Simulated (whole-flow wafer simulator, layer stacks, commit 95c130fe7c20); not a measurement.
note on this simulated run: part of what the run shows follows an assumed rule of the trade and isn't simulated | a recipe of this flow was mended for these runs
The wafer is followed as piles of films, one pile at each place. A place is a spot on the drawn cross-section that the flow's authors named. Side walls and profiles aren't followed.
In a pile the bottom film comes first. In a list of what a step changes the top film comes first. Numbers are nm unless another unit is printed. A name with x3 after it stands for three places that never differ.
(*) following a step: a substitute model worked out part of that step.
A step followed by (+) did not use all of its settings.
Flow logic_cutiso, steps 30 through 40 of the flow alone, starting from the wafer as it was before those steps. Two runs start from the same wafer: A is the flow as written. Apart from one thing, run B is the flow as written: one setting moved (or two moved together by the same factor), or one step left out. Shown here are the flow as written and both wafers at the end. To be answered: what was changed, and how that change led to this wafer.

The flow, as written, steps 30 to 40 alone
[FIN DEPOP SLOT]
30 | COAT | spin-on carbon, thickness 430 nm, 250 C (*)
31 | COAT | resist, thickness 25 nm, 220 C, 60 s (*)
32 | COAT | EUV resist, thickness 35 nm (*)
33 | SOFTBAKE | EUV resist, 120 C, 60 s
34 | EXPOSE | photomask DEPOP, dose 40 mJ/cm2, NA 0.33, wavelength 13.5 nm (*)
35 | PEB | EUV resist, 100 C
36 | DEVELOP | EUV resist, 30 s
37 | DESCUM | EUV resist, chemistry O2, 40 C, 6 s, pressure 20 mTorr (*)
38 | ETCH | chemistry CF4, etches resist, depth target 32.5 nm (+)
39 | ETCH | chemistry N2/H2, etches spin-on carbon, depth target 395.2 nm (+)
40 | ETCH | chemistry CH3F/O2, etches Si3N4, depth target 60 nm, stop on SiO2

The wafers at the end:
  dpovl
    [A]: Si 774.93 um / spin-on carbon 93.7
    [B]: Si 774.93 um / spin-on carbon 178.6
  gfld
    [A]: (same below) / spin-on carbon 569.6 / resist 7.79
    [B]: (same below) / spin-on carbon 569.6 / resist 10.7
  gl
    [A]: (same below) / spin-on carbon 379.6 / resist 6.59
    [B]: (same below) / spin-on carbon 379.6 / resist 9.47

Cause: step 39, ETCH: depth target 309.8 nm was run, whereas the flow has depth target 395.2 nm.

How this came from the change, step by step:
  39 | ETCH | chemistry N2/H2, etches spin-on carbon, depth target 395.2 nm (+)
      depop: A spin-on carbon loses 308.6 (all of it), Si3N4 loses 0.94 | B spin-on carbon loses 308.6 (all of it)
      gl, glp, gxp and 10 more: A EUV resist loses 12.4 (all of it), resist loses 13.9 | B EUV resist loses 12.4 (all of it), resist loses 10.8
      (also at 8 further places)
  40 | ETCH | chemistry CH3F/O2, etches Si3N4, depth target 60 nm, stop on SiO2
      depop: A Si3N4 loses 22 (all of it), SiO2 loses 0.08 | B Si3N4 loses 22.9 (all of it), SiO2 loses 0.08
